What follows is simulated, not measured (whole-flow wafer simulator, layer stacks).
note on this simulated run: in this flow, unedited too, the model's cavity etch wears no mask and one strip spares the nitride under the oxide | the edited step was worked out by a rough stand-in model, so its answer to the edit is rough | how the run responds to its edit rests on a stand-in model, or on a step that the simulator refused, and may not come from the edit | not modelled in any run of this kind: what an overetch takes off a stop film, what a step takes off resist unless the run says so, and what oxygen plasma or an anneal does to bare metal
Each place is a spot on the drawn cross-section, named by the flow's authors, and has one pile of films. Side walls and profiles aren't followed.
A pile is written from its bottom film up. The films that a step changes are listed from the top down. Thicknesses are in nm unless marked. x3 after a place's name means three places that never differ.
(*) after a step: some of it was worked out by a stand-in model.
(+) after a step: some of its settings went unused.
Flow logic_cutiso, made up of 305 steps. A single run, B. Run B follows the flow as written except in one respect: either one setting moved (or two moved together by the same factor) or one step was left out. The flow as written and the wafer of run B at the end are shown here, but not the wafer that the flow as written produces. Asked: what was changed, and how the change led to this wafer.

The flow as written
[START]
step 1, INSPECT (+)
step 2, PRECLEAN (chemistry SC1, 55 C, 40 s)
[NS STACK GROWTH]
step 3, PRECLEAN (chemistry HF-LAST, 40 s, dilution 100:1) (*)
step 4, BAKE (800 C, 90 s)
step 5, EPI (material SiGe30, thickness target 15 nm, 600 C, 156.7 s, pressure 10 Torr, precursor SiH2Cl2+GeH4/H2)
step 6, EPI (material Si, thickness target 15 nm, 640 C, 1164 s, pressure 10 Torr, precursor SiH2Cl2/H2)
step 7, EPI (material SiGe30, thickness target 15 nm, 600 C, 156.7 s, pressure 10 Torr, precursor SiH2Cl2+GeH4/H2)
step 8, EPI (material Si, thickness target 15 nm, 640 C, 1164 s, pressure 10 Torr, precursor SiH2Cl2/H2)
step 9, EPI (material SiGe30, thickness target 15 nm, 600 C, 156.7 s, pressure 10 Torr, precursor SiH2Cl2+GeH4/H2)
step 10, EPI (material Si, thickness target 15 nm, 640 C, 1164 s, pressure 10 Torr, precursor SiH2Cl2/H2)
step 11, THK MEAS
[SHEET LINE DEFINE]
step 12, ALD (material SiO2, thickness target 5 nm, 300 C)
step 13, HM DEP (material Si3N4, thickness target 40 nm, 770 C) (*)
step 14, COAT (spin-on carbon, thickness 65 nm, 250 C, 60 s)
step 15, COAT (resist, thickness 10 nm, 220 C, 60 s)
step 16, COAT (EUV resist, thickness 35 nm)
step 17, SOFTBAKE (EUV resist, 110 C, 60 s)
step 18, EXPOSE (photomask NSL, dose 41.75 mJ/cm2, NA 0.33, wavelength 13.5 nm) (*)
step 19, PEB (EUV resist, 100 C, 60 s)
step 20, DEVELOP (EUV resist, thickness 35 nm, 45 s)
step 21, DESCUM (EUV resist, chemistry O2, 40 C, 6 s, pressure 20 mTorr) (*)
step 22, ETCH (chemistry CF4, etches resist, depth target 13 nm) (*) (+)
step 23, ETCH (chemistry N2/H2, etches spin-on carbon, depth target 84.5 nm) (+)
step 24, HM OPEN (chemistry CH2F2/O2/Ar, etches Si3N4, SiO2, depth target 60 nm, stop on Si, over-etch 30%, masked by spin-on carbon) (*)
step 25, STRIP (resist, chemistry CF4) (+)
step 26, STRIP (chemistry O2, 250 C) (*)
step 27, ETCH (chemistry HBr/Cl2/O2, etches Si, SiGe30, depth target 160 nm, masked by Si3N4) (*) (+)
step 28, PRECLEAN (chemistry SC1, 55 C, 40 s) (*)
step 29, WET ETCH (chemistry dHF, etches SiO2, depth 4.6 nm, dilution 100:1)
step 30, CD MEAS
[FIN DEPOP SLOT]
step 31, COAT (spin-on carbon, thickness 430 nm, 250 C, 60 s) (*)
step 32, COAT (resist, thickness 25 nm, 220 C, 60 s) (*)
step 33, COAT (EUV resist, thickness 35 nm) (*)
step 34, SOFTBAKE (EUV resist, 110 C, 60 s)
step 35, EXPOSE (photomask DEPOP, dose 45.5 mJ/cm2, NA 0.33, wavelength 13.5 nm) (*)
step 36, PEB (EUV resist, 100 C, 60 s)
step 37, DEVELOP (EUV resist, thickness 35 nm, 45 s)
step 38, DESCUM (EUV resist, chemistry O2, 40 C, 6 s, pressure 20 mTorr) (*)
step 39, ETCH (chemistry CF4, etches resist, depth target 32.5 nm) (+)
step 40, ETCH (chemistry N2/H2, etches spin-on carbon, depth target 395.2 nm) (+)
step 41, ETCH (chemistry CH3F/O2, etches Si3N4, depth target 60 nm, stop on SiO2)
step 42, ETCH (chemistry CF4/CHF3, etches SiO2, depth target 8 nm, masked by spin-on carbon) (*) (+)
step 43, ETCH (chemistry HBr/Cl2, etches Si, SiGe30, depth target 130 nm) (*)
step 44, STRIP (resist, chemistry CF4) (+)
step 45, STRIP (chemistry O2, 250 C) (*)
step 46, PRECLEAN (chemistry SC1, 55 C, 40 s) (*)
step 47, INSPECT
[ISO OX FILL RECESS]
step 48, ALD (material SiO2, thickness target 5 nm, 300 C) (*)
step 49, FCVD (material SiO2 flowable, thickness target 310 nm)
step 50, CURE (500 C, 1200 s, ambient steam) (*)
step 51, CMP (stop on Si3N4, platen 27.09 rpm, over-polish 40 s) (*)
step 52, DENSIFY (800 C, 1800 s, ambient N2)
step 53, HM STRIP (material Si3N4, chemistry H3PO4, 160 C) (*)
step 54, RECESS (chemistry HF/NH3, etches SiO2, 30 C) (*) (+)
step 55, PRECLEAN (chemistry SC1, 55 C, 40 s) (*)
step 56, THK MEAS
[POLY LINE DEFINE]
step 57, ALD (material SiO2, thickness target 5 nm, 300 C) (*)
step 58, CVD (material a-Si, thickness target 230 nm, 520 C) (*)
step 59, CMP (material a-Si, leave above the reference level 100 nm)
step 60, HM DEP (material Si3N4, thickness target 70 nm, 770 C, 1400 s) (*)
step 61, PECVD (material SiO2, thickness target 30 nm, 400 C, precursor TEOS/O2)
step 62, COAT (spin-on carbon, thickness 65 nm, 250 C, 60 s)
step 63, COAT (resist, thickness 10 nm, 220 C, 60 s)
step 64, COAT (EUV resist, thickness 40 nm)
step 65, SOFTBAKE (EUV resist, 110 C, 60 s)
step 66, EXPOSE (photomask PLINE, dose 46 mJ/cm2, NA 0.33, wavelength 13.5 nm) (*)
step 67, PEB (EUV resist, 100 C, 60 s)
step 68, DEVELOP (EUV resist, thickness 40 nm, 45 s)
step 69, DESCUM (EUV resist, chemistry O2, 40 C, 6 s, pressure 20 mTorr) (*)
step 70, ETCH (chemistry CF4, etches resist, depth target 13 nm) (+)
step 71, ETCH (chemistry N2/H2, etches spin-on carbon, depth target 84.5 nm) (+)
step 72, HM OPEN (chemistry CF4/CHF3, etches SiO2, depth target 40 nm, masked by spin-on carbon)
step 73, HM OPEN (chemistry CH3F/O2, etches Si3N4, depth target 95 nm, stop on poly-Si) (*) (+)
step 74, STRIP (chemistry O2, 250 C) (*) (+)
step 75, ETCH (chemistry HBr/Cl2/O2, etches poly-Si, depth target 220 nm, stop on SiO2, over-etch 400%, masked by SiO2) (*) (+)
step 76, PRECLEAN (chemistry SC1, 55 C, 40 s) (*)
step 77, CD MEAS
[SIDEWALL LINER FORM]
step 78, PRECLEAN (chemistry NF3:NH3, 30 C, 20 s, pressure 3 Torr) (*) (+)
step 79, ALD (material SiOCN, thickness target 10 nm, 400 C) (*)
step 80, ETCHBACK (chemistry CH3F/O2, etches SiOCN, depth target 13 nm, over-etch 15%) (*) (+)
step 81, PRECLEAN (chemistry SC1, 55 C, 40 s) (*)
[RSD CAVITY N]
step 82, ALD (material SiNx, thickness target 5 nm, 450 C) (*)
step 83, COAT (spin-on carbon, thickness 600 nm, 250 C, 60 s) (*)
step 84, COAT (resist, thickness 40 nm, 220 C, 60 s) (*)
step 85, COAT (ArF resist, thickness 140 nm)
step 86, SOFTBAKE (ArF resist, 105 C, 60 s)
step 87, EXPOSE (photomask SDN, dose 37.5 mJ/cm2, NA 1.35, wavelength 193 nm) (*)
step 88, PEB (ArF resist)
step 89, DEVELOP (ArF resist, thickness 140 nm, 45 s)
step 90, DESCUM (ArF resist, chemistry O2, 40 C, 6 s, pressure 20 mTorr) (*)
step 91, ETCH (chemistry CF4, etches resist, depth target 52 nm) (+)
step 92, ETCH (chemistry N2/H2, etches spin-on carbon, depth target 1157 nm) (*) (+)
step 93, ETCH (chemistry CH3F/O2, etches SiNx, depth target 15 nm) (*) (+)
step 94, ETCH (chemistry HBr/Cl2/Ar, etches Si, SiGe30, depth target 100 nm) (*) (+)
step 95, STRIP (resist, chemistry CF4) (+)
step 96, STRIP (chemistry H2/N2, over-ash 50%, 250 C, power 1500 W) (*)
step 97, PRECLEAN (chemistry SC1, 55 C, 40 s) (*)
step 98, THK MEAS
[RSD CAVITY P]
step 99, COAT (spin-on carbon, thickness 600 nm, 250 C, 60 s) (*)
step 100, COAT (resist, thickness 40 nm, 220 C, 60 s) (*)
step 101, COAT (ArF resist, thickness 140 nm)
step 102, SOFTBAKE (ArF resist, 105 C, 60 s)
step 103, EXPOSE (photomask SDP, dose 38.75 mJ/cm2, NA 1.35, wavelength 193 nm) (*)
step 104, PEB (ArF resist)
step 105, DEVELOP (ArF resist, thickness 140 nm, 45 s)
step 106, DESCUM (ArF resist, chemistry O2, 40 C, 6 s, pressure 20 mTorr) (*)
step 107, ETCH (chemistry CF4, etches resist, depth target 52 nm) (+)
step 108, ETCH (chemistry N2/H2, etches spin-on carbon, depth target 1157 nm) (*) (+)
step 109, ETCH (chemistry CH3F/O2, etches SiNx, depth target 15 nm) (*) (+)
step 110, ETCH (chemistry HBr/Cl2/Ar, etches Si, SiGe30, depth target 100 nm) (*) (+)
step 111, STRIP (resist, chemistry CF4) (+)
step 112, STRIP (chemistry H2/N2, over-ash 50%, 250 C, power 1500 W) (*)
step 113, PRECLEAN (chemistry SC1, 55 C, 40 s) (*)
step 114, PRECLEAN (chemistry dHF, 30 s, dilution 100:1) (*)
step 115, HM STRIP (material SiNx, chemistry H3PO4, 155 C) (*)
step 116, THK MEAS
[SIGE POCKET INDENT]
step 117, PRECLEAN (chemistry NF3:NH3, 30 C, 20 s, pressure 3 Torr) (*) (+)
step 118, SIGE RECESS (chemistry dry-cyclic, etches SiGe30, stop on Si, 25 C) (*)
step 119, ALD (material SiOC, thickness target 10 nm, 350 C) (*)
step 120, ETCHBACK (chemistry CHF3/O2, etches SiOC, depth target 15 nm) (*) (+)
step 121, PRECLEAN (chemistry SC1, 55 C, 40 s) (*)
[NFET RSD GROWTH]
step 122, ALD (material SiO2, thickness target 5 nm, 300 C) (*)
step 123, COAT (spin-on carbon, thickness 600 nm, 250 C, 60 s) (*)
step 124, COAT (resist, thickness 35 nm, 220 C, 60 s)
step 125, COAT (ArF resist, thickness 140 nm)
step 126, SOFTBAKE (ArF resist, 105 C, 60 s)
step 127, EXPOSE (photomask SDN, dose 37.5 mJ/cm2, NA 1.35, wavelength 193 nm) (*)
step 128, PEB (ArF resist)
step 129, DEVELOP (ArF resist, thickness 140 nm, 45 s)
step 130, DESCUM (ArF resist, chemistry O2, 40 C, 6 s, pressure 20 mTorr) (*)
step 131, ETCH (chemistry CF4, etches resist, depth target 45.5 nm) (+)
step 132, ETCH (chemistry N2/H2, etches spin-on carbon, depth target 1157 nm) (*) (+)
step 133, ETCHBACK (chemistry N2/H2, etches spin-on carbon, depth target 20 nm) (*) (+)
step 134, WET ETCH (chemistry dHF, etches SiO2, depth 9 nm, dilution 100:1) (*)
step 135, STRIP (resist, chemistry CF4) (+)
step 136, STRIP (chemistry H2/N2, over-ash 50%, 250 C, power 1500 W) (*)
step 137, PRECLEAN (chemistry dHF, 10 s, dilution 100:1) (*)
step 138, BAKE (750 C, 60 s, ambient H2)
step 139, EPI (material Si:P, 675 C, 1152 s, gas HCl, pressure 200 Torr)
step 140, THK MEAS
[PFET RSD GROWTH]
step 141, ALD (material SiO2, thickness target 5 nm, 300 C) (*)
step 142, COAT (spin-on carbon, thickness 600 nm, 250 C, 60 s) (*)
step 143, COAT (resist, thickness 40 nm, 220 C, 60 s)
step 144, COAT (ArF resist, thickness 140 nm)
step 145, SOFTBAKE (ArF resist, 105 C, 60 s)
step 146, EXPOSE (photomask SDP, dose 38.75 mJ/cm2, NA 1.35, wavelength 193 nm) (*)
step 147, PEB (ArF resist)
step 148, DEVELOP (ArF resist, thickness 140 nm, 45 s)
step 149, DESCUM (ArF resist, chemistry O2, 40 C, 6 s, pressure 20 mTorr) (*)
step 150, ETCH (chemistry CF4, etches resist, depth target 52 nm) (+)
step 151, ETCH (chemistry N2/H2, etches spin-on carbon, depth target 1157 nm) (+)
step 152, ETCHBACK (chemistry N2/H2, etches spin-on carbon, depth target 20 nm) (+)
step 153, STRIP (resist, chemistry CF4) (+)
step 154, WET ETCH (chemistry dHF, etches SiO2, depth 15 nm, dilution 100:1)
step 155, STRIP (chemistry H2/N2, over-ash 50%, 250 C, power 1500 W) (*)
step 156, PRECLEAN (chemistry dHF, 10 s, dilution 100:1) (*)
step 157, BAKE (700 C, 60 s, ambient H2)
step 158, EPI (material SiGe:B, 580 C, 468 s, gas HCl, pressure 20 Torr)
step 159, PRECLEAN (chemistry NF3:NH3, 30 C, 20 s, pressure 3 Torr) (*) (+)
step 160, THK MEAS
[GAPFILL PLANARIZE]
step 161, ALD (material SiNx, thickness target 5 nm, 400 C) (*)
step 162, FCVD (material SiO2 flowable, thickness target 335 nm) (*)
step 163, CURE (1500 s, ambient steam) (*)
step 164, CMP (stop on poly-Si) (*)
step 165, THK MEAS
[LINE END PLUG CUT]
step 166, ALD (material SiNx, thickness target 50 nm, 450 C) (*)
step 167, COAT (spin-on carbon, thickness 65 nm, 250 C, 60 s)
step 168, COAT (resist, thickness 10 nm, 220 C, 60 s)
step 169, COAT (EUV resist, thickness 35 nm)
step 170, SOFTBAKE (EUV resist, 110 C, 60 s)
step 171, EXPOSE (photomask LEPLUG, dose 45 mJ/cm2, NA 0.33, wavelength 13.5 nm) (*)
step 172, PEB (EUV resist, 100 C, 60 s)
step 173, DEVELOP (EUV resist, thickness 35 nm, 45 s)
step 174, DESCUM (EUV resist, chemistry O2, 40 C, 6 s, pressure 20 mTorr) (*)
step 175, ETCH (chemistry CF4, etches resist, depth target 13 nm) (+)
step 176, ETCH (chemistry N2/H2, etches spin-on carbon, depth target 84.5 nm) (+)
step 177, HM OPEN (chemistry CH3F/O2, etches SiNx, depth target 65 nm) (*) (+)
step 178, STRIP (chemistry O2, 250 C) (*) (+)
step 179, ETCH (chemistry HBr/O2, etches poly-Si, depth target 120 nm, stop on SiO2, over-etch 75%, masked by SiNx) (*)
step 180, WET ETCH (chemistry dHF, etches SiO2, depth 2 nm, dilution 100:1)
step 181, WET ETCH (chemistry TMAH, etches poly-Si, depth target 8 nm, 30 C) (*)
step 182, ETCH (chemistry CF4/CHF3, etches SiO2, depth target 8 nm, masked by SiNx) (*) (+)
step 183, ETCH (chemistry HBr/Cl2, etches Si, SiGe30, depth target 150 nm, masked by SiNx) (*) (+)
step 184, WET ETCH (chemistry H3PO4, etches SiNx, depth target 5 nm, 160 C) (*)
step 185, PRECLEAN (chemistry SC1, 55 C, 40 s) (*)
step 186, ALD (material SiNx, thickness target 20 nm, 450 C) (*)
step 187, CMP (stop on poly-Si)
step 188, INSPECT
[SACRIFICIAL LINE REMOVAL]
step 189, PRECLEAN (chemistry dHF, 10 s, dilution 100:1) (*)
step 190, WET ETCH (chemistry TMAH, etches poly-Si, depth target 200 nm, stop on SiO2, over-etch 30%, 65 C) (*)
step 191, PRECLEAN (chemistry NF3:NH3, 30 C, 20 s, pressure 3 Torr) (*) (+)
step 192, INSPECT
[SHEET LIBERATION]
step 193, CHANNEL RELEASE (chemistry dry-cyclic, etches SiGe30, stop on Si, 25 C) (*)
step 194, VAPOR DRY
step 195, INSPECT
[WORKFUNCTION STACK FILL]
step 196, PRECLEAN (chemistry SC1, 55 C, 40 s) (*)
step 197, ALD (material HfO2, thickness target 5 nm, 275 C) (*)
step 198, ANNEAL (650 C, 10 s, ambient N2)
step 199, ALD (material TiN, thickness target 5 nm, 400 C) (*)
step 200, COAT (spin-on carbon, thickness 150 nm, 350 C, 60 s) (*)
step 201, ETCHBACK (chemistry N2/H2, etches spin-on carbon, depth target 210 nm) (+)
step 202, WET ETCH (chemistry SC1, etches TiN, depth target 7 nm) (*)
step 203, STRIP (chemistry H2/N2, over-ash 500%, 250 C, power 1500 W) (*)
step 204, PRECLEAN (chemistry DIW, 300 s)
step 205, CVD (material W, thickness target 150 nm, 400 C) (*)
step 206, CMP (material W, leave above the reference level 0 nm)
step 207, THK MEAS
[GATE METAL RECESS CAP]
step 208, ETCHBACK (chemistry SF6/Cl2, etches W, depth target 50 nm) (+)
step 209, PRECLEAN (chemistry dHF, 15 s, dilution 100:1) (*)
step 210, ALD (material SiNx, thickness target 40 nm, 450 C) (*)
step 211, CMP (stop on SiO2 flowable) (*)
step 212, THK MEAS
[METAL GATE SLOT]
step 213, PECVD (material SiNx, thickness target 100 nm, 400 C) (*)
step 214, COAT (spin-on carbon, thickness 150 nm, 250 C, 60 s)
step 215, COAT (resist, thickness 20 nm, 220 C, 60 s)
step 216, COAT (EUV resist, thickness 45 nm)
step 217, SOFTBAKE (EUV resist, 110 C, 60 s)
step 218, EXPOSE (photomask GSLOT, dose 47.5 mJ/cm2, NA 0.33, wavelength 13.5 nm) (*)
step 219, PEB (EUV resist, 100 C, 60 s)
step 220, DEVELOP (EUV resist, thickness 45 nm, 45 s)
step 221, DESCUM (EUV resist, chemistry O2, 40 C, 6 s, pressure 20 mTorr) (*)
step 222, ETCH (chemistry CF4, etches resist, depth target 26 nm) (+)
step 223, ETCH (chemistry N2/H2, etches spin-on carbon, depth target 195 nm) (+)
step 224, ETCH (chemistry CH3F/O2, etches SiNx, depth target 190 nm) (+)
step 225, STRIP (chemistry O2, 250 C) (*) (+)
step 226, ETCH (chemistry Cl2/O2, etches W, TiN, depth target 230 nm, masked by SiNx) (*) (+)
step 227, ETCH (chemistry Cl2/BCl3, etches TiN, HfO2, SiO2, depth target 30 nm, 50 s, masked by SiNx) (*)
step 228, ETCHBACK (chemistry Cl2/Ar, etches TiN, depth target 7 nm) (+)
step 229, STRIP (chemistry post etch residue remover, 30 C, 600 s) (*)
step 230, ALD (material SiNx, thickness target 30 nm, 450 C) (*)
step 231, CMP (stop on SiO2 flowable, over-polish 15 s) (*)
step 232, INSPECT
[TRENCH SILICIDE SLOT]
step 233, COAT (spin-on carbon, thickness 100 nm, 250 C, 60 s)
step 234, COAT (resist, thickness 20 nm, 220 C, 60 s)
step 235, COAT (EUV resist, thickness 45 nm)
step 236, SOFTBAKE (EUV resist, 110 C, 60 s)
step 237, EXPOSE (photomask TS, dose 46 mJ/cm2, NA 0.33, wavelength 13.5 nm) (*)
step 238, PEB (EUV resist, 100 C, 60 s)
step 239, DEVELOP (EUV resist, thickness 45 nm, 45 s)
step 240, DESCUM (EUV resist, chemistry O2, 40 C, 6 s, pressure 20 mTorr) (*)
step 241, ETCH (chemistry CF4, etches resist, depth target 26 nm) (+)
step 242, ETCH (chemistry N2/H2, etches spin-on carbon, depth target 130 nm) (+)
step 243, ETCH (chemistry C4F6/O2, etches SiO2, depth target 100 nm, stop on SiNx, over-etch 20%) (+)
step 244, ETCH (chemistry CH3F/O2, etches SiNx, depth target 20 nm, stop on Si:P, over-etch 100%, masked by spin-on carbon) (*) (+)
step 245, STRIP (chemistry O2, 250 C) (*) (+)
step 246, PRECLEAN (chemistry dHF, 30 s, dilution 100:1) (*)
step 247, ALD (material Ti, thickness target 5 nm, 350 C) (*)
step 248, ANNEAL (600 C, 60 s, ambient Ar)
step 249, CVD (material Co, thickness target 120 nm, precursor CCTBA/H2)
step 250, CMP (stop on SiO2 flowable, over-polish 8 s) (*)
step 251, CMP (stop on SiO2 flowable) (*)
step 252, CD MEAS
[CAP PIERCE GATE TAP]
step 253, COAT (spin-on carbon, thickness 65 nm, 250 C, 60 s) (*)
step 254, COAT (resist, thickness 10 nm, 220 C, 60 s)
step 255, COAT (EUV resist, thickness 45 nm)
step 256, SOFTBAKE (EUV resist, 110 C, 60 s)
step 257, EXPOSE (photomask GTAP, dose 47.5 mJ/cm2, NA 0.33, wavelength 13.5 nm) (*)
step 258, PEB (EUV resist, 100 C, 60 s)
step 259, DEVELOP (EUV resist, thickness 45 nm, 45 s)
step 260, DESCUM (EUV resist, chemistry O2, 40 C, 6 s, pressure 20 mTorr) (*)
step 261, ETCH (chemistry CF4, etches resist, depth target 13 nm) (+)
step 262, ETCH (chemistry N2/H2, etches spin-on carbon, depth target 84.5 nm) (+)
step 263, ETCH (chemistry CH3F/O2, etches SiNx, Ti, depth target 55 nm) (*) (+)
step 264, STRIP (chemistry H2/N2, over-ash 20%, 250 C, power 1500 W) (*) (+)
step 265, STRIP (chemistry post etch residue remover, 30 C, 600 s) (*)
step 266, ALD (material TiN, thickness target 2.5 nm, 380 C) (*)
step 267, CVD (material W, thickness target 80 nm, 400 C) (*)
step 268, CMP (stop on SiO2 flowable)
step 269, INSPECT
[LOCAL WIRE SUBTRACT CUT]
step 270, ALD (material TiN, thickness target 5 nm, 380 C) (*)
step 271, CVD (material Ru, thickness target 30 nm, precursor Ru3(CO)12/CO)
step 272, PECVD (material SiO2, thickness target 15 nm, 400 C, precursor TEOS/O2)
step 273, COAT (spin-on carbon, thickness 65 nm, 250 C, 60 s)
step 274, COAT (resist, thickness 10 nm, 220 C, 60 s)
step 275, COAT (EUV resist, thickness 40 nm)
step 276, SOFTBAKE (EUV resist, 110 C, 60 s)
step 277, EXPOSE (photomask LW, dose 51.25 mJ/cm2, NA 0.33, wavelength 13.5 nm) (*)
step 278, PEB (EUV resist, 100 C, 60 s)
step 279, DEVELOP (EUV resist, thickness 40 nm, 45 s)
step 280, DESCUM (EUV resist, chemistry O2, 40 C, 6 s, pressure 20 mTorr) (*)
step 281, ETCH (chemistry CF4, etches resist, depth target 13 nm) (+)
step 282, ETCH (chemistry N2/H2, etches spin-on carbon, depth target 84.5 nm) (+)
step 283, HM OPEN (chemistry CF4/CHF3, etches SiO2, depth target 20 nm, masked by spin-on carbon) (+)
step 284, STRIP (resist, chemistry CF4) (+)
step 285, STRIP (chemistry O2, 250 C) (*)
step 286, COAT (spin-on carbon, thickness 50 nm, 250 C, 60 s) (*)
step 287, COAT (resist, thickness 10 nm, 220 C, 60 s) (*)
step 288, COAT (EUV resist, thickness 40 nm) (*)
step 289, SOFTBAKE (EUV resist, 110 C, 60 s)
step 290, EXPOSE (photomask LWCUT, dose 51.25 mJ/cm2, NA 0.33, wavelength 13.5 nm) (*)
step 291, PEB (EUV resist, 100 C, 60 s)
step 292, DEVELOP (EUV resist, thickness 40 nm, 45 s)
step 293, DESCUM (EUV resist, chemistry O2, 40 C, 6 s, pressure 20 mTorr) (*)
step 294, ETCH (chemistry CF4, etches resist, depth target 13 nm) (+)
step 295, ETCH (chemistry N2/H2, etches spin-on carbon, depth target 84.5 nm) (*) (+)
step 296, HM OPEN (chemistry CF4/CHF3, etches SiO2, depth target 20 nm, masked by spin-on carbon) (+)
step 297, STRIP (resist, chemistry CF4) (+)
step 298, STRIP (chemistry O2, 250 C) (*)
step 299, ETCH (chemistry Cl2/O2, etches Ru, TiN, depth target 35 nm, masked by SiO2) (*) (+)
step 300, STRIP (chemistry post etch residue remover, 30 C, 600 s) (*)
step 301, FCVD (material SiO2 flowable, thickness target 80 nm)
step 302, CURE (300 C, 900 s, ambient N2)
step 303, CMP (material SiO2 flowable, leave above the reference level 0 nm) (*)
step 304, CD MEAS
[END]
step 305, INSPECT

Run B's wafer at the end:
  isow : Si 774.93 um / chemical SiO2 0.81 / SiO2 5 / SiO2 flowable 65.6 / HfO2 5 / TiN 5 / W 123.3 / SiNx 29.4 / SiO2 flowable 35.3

The reason: step 200, COAT: thickness 165 nm was run, while the flow as written has thickness 150 nm.

The path from the change to this, step by step:
  step 200, COAT (spin-on carbon, thickness 150 nm, 350 C, 60 s) (*)
      gl, glp, gxn, gxp: spin-on carbon gains 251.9 (new film) (in the flow as written it would be: spin-on carbon gains 236.9 (new film))
      lnr, lnrp: spin-on carbon gains 148.9 (new film) (in the flow as written it would be: spin-on carbon gains 133.9 (new film))
      (and at 16 other places as well)
  step 201, ETCHBACK (chemistry N2/H2, etches spin-on carbon, depth target 210 nm) (+)
      isow: spin-on carbon loses 210 (in the flow as written it would be: spin-on carbon loses 195.4 (all of it))
      lnr, lnrp: spin-on carbon loses 148.9 (all of it) (in the flow as written it would be: spin-on carbon loses 133.9 (all of it))
      (and at 12 other places as well)
  step 202, WET ETCH (chemistry SC1, etches TiN, depth target 7 nm) (*)
      isow: spin-on carbon loses 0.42 (all of it) (in the flow as written it would be: TiN loses 5 (all of it))
  step 203, STRIP (chemistry H2/N2, over-ash 500%, 250 C, power 1500 W) (*)
      gl, glp: spin-on carbon loses 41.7 (all of it) (in the flow as written it would be: spin-on carbon loses 26.7 (all of it))
      gxn, gxp: spin-on carbon loses 41.8 (all of it) (in the flow as written it would be: spin-on carbon loses 26.8 (all of it))
      (and at 3 other places as well)
